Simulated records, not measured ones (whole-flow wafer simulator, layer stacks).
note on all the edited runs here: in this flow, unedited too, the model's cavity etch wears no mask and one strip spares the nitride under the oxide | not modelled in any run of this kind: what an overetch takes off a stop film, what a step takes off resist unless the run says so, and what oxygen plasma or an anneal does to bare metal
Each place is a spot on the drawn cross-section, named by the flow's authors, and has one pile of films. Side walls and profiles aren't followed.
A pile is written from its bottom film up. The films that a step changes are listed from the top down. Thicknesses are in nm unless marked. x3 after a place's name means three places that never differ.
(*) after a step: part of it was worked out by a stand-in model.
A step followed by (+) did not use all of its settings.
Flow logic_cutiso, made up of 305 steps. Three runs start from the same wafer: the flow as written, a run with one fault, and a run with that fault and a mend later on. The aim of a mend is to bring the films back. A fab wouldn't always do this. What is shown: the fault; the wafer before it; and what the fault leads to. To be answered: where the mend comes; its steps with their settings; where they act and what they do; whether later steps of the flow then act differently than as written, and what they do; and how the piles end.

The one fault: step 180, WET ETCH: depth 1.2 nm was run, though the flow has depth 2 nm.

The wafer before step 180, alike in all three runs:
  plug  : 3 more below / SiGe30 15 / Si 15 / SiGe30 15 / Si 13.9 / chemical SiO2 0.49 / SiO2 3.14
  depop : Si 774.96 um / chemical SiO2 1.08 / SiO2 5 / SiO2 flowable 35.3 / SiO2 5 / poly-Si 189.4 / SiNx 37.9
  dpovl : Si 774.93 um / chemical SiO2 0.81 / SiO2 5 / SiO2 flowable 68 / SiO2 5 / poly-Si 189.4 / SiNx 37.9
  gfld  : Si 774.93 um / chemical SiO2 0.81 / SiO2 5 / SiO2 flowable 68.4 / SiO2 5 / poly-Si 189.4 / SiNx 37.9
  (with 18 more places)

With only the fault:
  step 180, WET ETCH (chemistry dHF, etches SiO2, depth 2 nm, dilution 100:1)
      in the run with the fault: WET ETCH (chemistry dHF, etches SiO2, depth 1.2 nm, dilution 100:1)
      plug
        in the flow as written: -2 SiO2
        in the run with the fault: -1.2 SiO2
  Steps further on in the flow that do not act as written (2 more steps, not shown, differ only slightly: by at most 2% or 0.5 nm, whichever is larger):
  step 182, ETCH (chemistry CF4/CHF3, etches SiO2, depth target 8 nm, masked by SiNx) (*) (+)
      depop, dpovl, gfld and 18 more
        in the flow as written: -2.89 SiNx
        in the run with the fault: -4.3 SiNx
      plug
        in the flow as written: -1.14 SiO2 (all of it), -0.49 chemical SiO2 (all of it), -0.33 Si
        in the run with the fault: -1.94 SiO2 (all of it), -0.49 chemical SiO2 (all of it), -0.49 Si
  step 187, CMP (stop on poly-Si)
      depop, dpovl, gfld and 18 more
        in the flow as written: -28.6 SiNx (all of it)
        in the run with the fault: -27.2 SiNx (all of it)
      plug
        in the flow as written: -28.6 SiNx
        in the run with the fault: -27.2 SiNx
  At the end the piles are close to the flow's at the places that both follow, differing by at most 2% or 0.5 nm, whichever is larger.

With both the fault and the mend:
  After step 180 comes the mend.
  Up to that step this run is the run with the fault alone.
  step 180a, WET ETCH (chemistry dHF, etches SiO2, depth 0.8 nm, dilution 100:1) (a further turn of the flow's step 180, with different settings)
      plug
        -0.8 SiO2
  Every later step of the flow that is run acts as written at every place that is followed.
  By the end, the piles equal the flow's at every place that both follow.
